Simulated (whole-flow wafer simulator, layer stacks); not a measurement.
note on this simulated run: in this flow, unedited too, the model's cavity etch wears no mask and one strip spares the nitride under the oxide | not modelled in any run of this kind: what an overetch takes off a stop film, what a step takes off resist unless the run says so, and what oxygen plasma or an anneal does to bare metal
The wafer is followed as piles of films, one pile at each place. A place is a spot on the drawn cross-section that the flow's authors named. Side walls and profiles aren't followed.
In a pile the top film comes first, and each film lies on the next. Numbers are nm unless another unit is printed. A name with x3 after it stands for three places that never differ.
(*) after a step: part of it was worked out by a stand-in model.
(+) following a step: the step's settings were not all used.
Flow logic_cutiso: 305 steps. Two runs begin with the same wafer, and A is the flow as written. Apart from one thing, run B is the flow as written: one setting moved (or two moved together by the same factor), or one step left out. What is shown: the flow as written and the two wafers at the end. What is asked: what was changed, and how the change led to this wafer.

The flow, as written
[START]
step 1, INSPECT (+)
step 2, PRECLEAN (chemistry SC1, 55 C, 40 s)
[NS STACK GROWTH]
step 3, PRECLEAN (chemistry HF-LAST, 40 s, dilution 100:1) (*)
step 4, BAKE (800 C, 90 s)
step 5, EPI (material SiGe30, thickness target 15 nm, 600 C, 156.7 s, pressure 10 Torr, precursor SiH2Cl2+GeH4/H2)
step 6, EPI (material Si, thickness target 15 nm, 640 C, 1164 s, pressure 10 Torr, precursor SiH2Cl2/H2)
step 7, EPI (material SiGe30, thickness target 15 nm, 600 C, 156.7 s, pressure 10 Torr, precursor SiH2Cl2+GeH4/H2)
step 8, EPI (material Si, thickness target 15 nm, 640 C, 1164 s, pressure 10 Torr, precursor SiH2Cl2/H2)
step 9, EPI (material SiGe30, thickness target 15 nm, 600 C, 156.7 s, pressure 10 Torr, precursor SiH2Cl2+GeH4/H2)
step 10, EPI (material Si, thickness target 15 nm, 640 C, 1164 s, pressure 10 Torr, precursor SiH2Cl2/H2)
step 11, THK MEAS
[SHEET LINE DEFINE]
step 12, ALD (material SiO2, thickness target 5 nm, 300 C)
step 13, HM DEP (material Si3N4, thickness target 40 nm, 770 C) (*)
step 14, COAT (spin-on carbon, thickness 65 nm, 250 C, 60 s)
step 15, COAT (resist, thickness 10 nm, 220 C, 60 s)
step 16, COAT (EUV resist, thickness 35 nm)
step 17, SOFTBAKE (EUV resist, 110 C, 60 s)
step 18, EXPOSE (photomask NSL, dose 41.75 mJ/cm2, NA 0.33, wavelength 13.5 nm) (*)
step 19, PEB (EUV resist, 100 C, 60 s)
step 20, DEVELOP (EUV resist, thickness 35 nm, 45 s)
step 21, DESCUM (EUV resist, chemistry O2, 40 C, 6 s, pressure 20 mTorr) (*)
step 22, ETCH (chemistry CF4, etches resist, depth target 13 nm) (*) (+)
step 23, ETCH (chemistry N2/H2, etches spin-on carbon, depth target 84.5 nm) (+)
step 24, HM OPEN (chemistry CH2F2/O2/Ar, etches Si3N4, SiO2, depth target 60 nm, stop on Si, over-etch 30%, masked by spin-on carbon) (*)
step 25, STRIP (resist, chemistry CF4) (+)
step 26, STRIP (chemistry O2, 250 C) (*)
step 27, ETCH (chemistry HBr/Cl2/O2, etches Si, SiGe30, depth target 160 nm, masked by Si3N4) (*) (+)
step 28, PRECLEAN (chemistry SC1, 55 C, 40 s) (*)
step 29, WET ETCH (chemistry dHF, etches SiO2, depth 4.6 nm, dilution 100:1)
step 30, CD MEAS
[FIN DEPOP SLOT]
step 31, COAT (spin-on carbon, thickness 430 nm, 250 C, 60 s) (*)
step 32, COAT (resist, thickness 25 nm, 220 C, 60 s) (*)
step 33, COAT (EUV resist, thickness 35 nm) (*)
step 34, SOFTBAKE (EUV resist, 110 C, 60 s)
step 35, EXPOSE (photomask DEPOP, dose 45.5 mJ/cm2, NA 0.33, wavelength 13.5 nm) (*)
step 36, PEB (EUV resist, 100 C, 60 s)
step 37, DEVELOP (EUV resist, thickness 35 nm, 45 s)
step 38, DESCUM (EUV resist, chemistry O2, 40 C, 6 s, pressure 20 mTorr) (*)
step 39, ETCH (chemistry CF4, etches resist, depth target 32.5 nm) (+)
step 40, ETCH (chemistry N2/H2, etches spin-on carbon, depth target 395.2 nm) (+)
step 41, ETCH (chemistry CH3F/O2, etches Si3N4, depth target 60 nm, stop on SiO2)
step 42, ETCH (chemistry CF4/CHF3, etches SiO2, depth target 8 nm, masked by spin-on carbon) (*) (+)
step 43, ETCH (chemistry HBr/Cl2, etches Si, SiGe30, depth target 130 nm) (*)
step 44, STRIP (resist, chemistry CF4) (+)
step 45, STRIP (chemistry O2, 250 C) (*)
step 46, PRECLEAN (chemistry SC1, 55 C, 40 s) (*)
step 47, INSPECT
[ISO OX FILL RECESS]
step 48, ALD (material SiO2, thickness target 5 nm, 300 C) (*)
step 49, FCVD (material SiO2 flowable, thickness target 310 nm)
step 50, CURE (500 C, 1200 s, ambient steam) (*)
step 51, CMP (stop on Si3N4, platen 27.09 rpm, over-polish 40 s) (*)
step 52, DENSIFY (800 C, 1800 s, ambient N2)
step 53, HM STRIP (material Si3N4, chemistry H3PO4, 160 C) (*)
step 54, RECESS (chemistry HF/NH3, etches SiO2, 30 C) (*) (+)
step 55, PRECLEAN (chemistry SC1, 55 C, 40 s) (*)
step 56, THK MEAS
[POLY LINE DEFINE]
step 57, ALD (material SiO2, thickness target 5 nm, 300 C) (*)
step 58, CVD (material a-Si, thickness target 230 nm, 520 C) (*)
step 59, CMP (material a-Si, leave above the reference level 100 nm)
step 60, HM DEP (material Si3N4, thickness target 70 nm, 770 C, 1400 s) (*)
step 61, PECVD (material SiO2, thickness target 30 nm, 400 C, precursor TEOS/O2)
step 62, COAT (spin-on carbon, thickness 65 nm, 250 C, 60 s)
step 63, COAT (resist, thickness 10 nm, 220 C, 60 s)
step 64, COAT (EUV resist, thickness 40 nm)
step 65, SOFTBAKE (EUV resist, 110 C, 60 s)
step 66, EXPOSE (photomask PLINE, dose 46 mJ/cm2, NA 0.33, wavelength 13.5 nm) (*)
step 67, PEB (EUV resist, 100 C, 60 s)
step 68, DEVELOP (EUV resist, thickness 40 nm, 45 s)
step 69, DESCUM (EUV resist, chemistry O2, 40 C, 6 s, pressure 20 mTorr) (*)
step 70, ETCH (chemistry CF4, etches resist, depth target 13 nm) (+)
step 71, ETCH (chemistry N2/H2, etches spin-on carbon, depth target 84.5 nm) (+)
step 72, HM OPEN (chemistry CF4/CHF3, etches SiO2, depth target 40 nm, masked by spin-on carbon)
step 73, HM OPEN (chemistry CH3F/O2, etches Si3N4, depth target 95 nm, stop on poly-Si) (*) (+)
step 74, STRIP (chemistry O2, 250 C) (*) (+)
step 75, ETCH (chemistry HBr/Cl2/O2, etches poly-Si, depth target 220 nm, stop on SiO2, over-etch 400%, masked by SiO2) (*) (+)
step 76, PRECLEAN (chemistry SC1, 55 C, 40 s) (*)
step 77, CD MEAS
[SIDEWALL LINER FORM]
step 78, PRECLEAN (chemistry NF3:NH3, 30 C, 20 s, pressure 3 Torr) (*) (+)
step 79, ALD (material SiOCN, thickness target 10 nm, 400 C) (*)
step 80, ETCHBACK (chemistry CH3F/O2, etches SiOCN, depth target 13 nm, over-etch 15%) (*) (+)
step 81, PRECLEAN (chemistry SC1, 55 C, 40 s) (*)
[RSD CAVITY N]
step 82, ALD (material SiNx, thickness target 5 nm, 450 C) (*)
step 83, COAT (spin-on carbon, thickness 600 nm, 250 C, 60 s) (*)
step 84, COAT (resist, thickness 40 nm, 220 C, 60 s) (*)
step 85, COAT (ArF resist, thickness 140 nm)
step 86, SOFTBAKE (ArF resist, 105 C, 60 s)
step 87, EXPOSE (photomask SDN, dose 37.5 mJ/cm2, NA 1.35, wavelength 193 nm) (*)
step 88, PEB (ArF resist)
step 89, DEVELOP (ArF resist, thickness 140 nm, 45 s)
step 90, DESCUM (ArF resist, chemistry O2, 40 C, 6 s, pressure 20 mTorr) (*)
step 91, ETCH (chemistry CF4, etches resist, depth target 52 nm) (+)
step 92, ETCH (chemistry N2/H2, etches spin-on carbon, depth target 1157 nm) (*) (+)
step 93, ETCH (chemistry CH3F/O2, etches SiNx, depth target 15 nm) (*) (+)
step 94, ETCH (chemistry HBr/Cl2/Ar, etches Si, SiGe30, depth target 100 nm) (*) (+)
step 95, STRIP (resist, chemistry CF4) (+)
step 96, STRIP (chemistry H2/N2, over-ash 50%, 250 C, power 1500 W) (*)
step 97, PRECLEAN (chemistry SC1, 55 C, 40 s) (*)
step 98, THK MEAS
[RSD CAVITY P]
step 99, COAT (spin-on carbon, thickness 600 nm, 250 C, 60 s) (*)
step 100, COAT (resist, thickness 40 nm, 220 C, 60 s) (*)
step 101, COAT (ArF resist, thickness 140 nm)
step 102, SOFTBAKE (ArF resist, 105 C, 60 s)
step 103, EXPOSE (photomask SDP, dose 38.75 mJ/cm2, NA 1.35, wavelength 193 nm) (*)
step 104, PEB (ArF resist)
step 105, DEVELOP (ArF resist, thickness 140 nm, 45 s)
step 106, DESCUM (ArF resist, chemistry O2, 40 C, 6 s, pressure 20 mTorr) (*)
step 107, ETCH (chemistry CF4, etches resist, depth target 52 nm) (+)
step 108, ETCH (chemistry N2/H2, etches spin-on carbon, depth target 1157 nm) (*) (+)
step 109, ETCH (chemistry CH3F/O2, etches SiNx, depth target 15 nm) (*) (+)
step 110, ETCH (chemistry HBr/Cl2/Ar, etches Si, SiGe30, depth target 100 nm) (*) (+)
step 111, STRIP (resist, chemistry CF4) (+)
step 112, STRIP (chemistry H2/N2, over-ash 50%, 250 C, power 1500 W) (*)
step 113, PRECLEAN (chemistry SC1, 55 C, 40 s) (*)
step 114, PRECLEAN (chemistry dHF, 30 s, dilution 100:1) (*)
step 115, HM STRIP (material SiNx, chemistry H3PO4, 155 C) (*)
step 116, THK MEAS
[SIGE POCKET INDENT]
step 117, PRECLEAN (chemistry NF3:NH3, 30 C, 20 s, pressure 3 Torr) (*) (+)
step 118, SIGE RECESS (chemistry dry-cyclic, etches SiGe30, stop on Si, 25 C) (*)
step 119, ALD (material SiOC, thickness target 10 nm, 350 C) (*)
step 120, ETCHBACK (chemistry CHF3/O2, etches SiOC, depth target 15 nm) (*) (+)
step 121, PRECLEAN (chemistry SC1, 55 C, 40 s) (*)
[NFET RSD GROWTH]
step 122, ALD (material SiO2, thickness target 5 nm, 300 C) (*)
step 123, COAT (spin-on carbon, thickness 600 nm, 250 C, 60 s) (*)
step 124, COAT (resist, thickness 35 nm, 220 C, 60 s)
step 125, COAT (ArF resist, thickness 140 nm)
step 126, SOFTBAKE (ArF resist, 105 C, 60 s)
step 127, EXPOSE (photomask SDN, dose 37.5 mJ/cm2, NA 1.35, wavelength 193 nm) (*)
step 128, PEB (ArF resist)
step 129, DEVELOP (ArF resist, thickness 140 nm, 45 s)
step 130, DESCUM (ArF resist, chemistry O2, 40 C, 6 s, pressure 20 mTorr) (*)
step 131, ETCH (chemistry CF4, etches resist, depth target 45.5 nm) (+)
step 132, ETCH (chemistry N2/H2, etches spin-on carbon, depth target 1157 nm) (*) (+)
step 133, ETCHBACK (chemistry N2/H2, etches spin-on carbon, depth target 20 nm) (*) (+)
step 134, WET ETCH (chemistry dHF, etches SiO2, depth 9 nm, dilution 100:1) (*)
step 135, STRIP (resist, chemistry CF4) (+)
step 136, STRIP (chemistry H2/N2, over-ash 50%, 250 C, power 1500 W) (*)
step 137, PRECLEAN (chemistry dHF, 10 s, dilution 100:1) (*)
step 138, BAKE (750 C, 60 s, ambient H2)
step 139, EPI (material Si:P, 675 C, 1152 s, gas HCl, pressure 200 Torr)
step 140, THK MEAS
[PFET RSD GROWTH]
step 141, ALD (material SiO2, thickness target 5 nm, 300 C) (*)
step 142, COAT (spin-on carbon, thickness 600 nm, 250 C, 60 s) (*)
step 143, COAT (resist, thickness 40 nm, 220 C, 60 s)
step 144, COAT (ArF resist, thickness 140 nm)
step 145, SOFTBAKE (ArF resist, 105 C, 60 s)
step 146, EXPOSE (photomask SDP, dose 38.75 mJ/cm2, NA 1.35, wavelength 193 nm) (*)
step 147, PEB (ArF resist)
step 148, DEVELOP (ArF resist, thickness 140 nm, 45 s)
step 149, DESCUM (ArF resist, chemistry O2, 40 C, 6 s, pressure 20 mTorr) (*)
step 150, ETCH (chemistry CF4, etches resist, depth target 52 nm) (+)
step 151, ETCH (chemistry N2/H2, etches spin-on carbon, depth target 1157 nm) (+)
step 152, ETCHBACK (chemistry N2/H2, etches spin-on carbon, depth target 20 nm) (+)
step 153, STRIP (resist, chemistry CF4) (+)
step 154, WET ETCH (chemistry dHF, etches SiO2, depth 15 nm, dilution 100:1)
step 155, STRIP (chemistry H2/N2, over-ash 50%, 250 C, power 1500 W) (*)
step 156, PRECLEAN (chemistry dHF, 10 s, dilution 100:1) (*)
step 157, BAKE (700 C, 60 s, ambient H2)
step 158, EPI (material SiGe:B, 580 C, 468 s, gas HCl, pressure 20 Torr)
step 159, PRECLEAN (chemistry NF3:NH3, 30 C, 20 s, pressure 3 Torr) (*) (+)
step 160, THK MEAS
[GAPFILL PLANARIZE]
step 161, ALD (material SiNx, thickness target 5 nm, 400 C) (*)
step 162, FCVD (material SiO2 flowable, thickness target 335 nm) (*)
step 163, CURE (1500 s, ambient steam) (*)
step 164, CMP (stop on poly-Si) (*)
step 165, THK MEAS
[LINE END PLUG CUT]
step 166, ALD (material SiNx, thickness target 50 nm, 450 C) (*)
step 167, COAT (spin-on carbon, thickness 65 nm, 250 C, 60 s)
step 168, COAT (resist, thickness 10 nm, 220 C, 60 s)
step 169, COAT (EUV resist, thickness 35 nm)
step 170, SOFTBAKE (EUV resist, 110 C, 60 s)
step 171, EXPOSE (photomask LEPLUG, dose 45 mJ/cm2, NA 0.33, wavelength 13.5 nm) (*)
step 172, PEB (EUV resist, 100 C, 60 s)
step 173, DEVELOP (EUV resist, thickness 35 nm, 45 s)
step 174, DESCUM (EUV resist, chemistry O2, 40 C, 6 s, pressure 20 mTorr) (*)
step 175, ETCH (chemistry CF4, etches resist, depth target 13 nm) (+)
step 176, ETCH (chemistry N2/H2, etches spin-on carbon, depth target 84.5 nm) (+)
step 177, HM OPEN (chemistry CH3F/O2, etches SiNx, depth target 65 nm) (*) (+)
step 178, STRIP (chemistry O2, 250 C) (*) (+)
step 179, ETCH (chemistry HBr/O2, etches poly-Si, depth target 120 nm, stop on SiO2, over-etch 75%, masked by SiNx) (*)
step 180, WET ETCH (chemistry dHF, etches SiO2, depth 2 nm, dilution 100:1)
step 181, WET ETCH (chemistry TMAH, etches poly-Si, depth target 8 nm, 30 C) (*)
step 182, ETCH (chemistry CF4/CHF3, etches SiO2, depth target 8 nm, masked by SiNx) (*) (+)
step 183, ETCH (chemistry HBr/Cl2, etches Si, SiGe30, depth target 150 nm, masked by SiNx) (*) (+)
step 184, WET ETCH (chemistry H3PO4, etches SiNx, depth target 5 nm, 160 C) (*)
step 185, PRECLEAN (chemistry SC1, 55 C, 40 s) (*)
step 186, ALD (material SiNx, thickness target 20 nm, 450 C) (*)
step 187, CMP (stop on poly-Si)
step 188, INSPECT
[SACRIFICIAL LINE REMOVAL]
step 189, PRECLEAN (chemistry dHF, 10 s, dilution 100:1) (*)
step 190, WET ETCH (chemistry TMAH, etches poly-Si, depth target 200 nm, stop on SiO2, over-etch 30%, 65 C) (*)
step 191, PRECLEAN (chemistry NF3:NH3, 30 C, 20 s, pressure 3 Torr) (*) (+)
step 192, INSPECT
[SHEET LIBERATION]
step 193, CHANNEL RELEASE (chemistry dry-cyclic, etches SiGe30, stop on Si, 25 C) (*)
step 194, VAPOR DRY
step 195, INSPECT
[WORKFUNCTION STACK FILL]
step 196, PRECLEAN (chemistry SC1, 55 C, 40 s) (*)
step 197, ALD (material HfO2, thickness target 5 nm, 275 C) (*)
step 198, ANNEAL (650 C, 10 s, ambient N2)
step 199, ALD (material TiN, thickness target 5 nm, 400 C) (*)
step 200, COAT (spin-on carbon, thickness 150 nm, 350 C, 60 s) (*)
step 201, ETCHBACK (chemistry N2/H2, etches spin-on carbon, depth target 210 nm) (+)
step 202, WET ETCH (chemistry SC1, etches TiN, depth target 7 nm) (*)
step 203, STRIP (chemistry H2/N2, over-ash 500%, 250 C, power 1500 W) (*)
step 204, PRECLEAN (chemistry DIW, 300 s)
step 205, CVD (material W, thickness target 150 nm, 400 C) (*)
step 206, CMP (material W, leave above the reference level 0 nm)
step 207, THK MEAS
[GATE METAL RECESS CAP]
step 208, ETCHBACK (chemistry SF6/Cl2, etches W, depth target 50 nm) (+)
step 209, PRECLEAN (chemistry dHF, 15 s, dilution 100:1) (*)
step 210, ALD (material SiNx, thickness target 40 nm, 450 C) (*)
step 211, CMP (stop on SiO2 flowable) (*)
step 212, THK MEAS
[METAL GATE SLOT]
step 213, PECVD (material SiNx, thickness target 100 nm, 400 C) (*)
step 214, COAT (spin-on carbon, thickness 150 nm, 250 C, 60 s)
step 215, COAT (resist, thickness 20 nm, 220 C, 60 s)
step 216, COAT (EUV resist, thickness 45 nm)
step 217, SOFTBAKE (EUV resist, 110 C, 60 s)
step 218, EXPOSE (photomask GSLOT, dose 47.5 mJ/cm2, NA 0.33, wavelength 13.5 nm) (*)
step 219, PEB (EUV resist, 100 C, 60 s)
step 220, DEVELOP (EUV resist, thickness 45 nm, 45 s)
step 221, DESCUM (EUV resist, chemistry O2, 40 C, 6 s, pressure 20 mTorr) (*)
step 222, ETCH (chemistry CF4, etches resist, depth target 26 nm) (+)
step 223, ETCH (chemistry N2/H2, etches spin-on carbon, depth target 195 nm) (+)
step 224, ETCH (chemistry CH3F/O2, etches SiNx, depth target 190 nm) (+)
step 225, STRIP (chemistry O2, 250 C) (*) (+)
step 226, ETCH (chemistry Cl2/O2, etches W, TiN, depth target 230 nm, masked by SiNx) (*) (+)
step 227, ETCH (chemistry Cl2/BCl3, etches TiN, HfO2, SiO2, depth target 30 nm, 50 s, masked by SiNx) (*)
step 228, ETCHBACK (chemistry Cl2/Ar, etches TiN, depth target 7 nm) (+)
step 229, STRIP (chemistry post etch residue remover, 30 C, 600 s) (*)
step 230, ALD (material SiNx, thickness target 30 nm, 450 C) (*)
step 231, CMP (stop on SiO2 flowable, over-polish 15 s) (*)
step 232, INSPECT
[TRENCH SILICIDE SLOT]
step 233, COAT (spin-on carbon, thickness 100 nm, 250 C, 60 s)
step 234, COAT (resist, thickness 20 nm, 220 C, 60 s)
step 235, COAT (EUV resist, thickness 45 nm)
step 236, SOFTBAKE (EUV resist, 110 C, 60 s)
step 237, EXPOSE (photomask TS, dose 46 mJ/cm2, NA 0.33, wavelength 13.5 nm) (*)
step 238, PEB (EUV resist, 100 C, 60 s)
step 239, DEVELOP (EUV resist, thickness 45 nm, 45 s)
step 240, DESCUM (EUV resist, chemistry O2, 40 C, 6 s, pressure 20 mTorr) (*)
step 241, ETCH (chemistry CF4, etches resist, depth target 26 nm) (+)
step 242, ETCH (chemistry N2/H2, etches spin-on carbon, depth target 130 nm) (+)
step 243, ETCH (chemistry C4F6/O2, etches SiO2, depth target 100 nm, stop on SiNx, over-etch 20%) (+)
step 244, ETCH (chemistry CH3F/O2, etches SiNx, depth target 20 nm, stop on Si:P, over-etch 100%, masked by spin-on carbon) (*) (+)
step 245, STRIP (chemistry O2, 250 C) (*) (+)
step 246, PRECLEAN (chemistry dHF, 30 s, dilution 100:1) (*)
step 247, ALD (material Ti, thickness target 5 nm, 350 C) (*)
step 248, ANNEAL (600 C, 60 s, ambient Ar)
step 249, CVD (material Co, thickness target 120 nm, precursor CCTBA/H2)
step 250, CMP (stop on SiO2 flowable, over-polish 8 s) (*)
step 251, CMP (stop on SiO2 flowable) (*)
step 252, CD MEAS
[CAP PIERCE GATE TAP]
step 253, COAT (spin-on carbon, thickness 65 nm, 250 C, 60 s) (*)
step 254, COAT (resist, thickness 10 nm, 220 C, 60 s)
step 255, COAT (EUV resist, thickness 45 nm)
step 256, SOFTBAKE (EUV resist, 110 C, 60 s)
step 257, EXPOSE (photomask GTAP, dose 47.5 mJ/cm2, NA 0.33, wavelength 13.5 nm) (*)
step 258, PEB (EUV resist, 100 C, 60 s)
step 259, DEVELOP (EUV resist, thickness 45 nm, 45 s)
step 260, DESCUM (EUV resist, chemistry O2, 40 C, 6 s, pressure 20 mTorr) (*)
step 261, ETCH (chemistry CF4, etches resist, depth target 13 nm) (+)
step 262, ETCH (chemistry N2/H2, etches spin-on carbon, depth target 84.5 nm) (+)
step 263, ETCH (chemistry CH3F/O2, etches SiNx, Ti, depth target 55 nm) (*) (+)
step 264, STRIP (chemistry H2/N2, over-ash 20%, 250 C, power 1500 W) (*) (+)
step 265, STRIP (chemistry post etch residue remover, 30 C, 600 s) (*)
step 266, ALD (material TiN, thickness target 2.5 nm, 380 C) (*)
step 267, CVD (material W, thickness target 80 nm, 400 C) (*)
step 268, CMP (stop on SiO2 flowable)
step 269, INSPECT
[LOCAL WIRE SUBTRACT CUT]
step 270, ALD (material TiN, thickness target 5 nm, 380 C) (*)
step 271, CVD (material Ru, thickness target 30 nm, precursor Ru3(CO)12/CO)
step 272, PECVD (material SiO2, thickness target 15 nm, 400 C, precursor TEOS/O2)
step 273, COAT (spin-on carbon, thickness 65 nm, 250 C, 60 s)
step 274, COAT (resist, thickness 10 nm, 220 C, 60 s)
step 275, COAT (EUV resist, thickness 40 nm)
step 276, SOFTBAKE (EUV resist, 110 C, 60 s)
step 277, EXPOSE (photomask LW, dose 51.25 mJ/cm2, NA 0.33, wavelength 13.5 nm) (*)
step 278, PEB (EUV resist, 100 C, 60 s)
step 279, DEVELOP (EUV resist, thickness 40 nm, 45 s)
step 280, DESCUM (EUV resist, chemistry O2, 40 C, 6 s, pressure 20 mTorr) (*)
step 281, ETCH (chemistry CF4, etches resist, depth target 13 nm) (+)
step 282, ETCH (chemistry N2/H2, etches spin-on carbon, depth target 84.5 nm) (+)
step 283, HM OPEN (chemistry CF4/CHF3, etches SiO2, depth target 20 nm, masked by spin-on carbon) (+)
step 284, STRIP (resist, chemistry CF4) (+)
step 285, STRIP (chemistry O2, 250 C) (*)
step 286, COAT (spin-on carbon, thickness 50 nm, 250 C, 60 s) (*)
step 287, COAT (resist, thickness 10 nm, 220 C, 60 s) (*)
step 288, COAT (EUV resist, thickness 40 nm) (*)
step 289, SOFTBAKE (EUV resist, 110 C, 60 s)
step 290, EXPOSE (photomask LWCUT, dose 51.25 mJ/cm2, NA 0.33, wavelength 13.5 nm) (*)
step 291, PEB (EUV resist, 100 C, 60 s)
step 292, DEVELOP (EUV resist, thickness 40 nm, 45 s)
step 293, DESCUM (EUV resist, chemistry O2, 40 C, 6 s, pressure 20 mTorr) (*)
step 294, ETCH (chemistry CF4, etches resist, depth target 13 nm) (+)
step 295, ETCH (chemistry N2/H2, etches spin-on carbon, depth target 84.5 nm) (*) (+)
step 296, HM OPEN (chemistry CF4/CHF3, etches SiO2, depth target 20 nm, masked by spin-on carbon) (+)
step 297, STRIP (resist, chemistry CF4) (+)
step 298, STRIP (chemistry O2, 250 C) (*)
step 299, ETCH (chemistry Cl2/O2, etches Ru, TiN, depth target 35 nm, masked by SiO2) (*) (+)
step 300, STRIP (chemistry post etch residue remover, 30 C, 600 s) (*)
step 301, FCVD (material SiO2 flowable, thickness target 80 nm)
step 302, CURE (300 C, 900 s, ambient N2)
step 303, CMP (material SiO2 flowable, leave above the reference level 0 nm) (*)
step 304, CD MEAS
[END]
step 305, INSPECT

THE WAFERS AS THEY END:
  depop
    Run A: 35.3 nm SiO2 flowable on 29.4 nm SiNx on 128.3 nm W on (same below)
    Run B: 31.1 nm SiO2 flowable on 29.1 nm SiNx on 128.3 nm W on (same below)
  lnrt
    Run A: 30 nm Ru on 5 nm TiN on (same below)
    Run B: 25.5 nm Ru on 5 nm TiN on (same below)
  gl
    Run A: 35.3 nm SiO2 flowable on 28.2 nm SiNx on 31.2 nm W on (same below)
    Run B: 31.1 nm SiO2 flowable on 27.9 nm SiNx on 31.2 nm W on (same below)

What caused this: step 271, CVD: thickness target 25.5 nm was run, though the flow has thickness target 30 nm.
The wafer lets one read it off: lnrt has Ru 25.5, and step 271 as written asks for 30 nm.

The path from the change to this, step by step:
  step 271, CVD (material Ru, thickness target 30 nm, precursor Ru3(CO)12/CO)
      depop, dpovl, gfld and 19 more: A Ru gains 30 (new film) | B Ru gains 25.5 (new film)
  step 299, ETCH (chemistry Cl2/O2, etches Ru, TiN, depth target 35 nm, masked by SiO2) (*) (+)
      depop, dpovl, gfld and 9 more: A Ru loses 29.6 (all of it), TiN loses 5 (all of it) | B Ru loses 25.1 (all of it), TiN loses 5 (all of it), SiNx loses 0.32
      iso, rsdx: A Ru loses 29.6 (all of it), TiN loses 5 (all of it) | B Ru loses 25.1 (all of it), TiN loses 5 (all of it), SiO2 flowable loses 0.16
      (and at 4 other places as well)
  step 301, FCVD (material SiO2 flowable, thickness target 80 nm)
      lnrt, rsdn, rsdp, tap: A SiO2 flowable gains 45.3 (new film) | B SiO2 flowable gains 48.4 (new film)
  step 303, CMP (material SiO2 flowable, leave above the reference level 0 nm) (*)
      gfld, gl, glp and 10 more: A SiO2 flowable loses 59.2 | B SiO2 flowable loses 62.2
      depop, dpovl, isow, ns, nsgap: A SiO2 flowable loses 44.7 | B SiO2 flowable loses 48.9
      (and at 4 other places as well)
